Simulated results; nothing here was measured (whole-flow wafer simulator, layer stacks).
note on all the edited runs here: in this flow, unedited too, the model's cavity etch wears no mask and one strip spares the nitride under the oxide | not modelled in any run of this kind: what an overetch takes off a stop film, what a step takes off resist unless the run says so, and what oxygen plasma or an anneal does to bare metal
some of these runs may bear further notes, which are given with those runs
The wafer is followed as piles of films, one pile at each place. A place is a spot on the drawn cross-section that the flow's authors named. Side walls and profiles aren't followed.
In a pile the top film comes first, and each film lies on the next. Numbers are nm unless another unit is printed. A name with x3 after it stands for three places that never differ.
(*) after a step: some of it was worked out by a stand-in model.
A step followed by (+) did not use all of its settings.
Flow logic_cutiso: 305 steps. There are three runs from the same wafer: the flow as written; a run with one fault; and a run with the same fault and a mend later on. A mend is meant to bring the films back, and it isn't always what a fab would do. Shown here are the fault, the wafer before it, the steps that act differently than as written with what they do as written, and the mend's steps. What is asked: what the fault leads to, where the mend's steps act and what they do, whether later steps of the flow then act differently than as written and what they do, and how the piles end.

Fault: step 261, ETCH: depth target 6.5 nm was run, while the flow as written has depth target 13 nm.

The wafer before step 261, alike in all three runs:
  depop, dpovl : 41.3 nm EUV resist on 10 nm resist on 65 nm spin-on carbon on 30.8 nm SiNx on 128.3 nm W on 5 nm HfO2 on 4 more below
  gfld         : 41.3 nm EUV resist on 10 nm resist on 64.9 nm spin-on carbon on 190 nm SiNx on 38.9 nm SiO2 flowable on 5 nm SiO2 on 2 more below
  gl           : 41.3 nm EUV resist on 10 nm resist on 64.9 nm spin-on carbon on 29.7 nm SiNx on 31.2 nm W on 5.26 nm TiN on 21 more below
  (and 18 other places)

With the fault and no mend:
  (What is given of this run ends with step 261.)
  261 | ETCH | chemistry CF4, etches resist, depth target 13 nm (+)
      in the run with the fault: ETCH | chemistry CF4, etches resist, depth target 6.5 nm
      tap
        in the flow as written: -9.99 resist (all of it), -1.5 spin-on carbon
        in the run with the fault: -6.5 resist
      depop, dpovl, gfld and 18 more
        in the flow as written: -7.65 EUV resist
        in the run with the fault: -3.82 EUV resist
  Once step 261 is done, the piles at depop, dpovl, gfld and 19 more depart from the flow's by more than 2% or 0.5 nm, whichever is larger.
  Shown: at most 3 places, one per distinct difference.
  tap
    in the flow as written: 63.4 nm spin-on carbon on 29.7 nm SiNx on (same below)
    in the run with the fault: 3.49 nm resist on 64.9 nm spin-on carbon on 29.7 nm SiNx on (same below)
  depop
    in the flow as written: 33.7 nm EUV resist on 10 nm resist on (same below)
    in the run with the fault: 37.5 nm EUV resist on 10 nm resist on (same below)
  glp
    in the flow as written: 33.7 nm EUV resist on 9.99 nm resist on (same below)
    in the run with the fault: 37.5 nm EUV resist on 9.99 nm resist on (same below)

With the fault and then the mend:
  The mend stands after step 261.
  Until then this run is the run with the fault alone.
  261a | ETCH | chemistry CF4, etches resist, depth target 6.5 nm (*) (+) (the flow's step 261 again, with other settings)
      depop, dpovl, gfld and 18 more
        -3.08 EUV resist
      tap
        -3.49 resist (all of it), -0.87 spin-on carbon
  Steps further on in the flow that do not act as written (2 other steps are not shown; they differ only slightly, by no more than 2% or 0.5 nm, whichever is larger):
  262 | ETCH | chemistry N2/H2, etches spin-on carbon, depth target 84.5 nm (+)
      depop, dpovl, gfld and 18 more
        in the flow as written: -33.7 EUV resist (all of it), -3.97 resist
        in the run with the mend: -34.4 EUV resist (all of it), -3.94 resist
  The piles end the same as the flow's at every place that both follow.
